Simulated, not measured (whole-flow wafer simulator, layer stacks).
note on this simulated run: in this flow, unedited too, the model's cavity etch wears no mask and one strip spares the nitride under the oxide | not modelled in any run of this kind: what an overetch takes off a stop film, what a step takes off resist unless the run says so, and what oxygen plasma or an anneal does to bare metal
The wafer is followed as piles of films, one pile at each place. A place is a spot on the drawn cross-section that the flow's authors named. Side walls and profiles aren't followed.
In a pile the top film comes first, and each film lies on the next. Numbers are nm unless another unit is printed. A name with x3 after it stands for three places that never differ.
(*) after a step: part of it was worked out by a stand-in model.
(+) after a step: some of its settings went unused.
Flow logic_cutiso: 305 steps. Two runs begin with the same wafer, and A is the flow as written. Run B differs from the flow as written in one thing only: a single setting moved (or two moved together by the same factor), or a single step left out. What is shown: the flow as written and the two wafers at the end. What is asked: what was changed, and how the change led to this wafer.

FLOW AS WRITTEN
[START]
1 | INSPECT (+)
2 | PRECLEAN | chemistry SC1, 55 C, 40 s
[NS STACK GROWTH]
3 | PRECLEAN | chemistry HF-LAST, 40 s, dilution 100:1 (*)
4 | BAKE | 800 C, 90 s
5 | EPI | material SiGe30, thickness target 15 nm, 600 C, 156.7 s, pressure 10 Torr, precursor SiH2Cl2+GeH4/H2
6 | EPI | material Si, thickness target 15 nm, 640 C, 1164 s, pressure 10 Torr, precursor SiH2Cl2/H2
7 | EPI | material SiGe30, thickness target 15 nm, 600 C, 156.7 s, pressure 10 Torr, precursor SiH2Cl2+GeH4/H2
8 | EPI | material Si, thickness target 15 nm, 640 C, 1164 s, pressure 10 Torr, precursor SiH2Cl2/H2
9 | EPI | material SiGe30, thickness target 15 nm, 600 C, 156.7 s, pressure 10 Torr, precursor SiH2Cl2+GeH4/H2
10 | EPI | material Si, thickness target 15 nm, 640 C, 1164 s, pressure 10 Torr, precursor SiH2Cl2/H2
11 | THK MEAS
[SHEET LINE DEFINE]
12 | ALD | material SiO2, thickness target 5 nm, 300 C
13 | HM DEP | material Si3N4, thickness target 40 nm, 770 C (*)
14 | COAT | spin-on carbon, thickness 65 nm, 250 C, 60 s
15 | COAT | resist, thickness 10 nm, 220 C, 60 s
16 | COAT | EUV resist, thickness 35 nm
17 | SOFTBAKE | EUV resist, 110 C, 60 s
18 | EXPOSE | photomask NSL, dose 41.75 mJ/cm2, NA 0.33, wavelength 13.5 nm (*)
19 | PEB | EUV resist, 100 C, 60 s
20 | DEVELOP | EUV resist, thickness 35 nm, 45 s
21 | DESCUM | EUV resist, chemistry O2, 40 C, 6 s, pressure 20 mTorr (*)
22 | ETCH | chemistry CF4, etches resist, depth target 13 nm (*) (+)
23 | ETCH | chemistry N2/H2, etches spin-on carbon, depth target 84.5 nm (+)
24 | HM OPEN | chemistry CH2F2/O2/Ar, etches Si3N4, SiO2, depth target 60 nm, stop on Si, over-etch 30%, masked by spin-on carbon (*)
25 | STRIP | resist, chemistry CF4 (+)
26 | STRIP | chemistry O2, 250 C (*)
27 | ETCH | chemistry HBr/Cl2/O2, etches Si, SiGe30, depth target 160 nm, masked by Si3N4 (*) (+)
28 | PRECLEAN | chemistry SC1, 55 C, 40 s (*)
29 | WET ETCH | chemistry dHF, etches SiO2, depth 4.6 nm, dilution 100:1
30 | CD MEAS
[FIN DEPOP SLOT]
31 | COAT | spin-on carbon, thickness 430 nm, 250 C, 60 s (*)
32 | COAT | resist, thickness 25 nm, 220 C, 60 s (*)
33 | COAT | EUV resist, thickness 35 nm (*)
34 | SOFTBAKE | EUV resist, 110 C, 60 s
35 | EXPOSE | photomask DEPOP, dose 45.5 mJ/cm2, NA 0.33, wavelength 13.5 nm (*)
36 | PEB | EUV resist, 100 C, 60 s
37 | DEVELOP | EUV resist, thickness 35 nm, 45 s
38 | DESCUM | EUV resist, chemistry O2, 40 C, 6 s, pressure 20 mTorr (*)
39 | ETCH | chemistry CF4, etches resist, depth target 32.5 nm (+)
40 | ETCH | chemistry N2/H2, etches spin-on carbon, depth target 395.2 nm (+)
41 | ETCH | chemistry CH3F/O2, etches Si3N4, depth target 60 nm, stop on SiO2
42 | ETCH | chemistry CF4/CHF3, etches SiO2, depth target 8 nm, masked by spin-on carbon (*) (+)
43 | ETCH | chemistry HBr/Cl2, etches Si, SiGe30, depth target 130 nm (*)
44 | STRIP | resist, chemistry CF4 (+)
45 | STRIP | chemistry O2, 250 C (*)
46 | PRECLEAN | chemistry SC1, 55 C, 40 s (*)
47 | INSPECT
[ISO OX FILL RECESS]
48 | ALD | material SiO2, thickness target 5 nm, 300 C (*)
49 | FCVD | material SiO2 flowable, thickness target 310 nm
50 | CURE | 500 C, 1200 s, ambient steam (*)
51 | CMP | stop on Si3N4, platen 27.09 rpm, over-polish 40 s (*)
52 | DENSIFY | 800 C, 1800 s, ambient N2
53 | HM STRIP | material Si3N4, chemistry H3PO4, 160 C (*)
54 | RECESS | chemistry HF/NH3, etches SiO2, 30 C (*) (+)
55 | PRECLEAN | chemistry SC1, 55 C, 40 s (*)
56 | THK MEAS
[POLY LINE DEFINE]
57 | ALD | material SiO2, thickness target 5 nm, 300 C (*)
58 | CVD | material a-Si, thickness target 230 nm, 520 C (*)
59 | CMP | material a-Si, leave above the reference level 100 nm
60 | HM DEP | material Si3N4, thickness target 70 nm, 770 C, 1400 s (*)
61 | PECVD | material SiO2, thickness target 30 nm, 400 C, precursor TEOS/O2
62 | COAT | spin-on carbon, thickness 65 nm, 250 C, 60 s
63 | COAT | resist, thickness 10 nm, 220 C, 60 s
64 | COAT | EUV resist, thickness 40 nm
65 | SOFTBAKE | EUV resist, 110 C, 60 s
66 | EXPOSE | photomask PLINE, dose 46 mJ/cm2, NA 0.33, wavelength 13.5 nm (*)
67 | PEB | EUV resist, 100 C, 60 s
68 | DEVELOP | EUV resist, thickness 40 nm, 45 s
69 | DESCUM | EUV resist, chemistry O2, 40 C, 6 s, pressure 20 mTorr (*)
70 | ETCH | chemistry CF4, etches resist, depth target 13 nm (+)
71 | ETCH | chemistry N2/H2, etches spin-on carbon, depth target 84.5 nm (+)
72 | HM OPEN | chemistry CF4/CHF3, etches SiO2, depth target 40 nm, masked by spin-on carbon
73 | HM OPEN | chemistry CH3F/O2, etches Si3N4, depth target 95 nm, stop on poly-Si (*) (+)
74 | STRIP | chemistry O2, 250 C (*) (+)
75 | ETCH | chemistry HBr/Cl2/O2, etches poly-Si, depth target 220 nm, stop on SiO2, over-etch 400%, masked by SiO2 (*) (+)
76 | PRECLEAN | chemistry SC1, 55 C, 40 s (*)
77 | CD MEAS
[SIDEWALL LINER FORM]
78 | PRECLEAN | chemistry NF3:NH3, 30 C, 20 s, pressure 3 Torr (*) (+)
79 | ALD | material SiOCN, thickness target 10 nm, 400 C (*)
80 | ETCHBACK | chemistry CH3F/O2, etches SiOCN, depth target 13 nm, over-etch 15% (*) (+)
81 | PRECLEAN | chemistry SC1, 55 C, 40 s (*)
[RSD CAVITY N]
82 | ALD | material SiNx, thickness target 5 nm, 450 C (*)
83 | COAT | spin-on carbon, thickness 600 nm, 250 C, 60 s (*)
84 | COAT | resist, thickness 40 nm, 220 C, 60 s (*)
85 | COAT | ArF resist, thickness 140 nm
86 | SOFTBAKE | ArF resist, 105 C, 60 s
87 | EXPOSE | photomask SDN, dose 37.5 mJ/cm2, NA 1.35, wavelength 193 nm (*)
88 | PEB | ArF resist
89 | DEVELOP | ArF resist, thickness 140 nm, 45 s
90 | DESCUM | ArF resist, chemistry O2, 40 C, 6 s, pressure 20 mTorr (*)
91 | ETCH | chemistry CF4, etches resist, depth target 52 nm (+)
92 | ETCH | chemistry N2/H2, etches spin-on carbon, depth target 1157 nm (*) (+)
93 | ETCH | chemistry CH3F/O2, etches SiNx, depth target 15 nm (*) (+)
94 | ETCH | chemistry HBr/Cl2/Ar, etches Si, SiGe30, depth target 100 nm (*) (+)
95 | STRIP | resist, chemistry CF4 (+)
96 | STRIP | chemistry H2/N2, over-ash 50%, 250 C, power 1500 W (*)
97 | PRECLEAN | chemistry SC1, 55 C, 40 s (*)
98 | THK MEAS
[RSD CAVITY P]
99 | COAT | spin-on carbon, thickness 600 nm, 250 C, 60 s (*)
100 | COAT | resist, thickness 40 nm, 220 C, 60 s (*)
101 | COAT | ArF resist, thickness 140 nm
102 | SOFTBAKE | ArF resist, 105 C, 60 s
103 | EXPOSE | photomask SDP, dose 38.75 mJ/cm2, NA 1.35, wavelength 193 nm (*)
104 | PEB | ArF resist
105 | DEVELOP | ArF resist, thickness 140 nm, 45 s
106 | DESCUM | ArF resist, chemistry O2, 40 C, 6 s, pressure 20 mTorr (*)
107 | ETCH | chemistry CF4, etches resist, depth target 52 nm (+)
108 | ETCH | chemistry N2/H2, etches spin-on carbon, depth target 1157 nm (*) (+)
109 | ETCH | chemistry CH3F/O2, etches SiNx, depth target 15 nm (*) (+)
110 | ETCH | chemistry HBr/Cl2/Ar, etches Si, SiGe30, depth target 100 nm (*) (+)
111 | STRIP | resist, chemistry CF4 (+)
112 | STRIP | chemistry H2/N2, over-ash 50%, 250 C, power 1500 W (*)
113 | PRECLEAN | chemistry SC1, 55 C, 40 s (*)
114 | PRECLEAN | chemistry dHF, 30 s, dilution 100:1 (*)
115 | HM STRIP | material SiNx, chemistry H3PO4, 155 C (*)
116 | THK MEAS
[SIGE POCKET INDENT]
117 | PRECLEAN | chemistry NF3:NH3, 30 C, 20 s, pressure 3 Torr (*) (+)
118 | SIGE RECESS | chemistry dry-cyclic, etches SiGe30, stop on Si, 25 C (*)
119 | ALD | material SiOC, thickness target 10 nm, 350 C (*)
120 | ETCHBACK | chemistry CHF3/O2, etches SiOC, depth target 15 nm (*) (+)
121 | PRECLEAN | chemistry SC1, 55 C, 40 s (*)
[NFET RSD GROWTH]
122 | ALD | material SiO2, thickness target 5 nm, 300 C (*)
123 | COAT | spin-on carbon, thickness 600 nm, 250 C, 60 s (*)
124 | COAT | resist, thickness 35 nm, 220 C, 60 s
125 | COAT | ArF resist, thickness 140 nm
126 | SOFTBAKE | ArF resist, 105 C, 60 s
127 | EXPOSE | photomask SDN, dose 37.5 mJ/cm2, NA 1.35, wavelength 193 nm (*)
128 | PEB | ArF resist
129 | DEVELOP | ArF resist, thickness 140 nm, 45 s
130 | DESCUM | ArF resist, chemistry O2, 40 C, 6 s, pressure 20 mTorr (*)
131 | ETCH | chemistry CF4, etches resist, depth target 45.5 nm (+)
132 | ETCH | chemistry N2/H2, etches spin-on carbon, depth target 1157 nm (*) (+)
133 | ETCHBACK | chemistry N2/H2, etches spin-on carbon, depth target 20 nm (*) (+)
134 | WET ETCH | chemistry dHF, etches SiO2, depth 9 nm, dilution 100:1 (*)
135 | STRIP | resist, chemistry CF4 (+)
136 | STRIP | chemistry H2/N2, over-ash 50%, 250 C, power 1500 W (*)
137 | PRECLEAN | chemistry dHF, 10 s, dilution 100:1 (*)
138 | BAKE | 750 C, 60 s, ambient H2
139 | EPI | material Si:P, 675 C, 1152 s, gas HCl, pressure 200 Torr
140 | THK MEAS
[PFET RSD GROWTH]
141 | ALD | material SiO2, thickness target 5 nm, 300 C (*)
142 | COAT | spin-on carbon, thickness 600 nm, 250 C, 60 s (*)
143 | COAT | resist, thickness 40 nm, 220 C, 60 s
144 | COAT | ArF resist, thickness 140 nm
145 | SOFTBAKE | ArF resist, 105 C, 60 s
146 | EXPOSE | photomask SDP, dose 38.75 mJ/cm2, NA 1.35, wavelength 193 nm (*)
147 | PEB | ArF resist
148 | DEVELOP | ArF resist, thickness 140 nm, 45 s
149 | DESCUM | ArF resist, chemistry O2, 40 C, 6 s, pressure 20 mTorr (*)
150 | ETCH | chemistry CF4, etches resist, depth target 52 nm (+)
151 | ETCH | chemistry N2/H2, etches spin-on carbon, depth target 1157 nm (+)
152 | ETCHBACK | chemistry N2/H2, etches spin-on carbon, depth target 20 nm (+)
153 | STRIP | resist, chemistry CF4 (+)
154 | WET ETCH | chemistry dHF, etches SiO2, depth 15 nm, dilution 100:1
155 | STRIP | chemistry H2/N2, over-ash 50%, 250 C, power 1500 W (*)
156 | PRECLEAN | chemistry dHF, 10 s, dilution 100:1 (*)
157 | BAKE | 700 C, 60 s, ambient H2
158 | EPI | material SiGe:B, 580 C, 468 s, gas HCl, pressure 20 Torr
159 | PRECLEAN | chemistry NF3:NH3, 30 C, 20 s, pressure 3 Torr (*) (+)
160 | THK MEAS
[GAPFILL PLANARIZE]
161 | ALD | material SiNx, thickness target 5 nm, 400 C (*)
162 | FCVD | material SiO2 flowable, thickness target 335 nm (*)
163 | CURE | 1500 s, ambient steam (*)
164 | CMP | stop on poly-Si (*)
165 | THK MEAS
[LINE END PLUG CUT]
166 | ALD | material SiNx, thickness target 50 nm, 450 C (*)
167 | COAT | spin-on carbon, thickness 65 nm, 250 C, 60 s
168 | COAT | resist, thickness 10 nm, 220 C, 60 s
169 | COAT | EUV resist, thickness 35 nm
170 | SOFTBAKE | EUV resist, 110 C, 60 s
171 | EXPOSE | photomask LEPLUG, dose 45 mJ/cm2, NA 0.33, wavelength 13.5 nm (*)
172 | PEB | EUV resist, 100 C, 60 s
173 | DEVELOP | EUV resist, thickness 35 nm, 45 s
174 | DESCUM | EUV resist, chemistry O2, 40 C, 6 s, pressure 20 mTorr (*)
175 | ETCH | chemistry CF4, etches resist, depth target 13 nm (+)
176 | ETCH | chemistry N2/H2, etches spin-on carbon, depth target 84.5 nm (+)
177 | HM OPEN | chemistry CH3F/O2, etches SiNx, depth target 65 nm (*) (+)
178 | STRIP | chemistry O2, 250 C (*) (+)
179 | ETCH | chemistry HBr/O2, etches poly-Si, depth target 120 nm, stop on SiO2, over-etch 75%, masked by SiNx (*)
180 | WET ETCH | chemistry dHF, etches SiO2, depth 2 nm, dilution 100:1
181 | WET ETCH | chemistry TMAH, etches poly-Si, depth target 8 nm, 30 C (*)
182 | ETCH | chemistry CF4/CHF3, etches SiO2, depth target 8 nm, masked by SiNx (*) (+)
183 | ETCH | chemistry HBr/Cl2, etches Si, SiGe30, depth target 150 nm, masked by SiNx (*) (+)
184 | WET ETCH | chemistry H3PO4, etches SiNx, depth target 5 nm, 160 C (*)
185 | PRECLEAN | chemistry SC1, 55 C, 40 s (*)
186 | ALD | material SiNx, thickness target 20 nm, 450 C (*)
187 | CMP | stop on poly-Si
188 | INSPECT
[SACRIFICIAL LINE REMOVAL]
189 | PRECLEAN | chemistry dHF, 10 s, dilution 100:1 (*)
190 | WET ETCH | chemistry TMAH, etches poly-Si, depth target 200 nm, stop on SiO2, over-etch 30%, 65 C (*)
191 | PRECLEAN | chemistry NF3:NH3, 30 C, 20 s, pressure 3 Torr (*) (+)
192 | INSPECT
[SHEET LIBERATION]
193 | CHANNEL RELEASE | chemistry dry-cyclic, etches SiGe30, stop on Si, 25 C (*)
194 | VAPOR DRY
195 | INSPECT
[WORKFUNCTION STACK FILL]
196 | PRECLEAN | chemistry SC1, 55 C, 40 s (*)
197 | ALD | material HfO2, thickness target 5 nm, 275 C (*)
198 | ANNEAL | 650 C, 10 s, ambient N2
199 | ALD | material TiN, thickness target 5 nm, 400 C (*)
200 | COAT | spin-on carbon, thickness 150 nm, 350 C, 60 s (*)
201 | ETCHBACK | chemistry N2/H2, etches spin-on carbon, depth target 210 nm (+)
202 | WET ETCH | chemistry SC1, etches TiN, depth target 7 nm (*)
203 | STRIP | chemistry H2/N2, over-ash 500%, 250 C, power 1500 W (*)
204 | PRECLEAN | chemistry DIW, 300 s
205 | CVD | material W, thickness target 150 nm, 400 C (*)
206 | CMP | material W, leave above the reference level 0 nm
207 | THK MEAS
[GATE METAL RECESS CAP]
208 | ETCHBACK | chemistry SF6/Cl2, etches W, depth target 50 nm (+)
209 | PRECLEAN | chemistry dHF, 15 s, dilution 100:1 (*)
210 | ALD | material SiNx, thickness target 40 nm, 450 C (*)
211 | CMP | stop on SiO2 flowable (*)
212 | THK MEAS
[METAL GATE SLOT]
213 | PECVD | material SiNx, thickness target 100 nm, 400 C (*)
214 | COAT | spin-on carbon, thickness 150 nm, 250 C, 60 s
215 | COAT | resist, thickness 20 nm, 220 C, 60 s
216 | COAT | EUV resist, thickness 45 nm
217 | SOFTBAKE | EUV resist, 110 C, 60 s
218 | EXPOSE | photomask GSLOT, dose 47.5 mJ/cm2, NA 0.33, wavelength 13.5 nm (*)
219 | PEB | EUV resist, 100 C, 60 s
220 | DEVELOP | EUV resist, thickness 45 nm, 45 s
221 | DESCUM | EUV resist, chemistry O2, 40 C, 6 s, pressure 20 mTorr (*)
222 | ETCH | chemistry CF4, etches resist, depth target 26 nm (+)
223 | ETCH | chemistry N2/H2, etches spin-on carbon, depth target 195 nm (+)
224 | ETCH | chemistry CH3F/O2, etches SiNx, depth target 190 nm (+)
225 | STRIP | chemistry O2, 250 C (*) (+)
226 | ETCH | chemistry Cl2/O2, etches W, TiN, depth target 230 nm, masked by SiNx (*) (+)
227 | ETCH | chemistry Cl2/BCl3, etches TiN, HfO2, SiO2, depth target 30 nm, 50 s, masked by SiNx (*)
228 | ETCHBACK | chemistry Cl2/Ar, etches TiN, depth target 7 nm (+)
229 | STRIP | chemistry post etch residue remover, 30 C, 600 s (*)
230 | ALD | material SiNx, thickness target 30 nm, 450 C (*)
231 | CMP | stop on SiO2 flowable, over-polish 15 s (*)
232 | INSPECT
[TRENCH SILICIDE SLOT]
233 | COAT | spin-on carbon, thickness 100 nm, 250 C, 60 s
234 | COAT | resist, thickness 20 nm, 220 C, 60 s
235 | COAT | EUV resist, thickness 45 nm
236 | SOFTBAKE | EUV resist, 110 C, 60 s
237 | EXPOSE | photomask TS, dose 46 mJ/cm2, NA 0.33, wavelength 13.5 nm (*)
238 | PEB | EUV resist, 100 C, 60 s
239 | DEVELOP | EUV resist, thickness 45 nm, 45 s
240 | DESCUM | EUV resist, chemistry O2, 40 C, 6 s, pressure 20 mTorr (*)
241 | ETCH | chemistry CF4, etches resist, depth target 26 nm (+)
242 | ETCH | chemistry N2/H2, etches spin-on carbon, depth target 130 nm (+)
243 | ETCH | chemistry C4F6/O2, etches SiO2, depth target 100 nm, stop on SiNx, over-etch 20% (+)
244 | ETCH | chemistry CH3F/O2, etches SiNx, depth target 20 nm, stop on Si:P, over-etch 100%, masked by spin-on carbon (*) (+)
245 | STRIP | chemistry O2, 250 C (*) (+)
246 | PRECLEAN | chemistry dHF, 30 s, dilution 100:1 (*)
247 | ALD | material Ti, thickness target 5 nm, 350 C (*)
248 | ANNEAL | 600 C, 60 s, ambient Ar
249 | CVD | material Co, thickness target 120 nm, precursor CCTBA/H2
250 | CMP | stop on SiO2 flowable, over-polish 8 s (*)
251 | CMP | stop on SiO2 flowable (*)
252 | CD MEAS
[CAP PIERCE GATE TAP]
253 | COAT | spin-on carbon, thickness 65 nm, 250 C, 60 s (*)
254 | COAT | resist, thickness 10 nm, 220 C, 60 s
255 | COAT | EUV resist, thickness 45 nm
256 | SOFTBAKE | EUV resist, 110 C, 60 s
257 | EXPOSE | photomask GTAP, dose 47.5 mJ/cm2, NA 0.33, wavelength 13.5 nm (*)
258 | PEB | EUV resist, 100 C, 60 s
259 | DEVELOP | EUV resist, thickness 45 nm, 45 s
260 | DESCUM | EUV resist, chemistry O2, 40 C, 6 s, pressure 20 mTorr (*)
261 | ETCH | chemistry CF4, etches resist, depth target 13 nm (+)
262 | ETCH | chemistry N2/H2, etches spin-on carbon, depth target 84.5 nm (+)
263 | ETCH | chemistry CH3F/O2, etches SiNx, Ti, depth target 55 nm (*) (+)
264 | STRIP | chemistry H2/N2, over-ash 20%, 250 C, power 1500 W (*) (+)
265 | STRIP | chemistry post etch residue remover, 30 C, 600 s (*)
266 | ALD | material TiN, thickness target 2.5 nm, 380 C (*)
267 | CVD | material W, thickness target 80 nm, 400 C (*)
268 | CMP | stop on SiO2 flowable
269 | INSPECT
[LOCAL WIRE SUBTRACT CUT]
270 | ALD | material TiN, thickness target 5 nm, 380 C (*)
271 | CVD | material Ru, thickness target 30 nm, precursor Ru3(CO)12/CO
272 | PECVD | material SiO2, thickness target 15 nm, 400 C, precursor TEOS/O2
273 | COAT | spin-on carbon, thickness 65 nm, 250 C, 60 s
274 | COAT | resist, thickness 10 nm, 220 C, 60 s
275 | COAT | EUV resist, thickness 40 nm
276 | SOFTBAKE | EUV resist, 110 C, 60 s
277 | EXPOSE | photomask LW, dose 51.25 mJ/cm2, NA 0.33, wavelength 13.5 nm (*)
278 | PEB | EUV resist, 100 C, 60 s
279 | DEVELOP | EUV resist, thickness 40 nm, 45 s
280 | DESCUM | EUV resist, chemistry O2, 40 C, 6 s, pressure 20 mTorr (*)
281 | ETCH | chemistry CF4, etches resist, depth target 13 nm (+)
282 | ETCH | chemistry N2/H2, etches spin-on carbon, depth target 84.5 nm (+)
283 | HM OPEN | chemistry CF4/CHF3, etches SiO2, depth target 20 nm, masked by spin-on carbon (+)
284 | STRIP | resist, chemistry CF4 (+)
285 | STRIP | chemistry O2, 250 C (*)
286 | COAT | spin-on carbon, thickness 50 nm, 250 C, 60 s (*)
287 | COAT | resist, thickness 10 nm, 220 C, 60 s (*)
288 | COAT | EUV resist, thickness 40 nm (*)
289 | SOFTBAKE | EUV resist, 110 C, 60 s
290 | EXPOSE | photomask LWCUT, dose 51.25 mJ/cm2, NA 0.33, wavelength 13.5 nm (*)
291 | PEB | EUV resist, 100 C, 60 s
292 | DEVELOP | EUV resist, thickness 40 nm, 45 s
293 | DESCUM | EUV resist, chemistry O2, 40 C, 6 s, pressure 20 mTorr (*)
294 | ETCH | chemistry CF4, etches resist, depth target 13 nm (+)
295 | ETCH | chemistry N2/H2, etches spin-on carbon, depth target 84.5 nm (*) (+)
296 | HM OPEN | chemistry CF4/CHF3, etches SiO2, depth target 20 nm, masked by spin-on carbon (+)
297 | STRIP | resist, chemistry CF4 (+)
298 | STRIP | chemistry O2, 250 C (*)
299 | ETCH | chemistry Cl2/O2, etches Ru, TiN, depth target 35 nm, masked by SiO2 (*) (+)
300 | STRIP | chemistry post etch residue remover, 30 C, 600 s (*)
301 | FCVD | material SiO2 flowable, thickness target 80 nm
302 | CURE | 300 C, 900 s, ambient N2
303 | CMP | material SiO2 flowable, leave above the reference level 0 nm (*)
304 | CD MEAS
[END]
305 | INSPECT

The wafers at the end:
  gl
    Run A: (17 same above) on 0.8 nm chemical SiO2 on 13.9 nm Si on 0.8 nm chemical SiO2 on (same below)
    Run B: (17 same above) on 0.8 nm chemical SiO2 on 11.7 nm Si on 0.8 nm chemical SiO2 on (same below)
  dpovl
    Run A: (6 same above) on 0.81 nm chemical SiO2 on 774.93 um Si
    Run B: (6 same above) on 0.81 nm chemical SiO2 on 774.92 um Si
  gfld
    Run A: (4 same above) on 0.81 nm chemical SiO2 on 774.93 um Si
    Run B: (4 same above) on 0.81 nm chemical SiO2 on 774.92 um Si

The reason: step 6, EPI: 989.7 s was run, whereas the flow has 1164 s.

Step by step, how the change led to this:
  6 | EPI | material Si, thickness target 15 nm, 640 C, 1164 s, pressure 10 Torr, precursor SiH2Cl2/H2
      depop, dpovl, gfld and 19 more: A +15 Si (new film) | B +12.8 Si (new film)
  27 | ETCH | chemistry HBr/Cl2/O2, etches Si, SiGe30, depth target 160 nm, masked by Si3N4 (*) (+)
      gfld, gxf, iso, lnri: A -0.79 chemical SiO2 (all of it), -11.4 Si (all of it), -15 SiGe30 (all of it), -15 Si (all of it), -15 SiGe30 (all of it), -15 Si (all of it), -15 SiGe30 (all of it), -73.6 Si | B -0.79 chemical SiO2 (all of it), -11.4 Si (all of it), -15 SiGe30 (all of it), -15 Si (all of it), -15 SiGe30 (all of it), -12.8 Si (all of it), -15 SiGe30 (all of it), -75.9 Si
      dpovl, nsgap: A -0.79 chemical SiO2 (all of it), -11.8 Si (all of it), -15 SiGe30 (all of it), -15 Si (all of it), -15 SiGe30 (all of it), -15 Si (all of it), -15 SiGe30 (all of it), -73.2 Si | B -0.79 chemical SiO2 (all of it), -11.8 Si (all of it), -15 SiGe30 (all of it), -15 Si (all of it), -15 SiGe30 (all of it), -12.8 Si (all of it), -15 SiGe30 (all of it), -75.5 Si
      (also at 1 further place)
  43 | ETCH | chemistry HBr/Cl2, etches Si, SiGe30, depth target 130 nm (*)
      depop: A -14 Si (all of it), -15 SiGe30 (all of it), -15 Si (all of it), -15 SiGe30 (all of it), -15 Si (all of it), -15 SiGe30 (all of it), -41 Si | B -14 Si (all of it), -15 SiGe30 (all of it), -15 Si (all of it), -15 SiGe30 (all of it), -12.8 Si (all of it), -15 SiGe30 (all of it), -43.2 Si
  94 | ETCH | chemistry HBr/Cl2/Ar, etches Si, SiGe30, depth target 100 nm (*) (+)
      rsdn, rsdx: A -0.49 chemical SiO2 (all of it), -12.8 Si (all of it), -15 SiGe30 (all of it), -15 Si (all of it), -15 SiGe30 (all of it), -15 Si (all of it), -15 SiGe30 (all of it), -12.2 Si | B -0.49 chemical SiO2 (all of it), -12.8 Si (all of it), -15 SiGe30 (all of it), -15 Si (all of it), -15 SiGe30 (all of it), -12.8 Si (all of it), -15 SiGe30 (all of it), -14.4 Si
  110 | ETCH | chemistry HBr/Cl2/Ar, etches Si, SiGe30, depth target 100 nm (*) (+)
      rsdp, rsdw: A -0.49 chemical SiO2 (all of it), -12.8 Si (all of it), -15 SiGe30 (all of it), -15 Si (all of it), -15 SiGe30 (all of it), -15 Si (all of it), -15 SiGe30 (all of it), -12.2 Si | B -0.49 chemical SiO2 (all of it), -12.8 Si (all of it), -15 SiGe30 (all of it), -15 Si (all of it), -15 SiGe30 (all of it), -12.8 Si (all of it), -15 SiGe30 (all of it), -14.4 Si
  183 | ETCH | chemistry HBr/Cl2, etches Si, SiGe30, depth target 150 nm, masked by SiNx (*) (+)
      plug: A -13.6 Si (all of it), -15 SiGe30 (all of it), -15 Si (all of it), -15 SiGe30 (all of it), -15 Si (all of it), -15 SiGe30 (all of it), -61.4 Si | B -13.6 Si (all of it), -15 SiGe30 (all of it), -15 Si (all of it), -15 SiGe30 (all of it), -12.8 Si (all of it), -15 SiGe30 (all of it), -63.7 Si
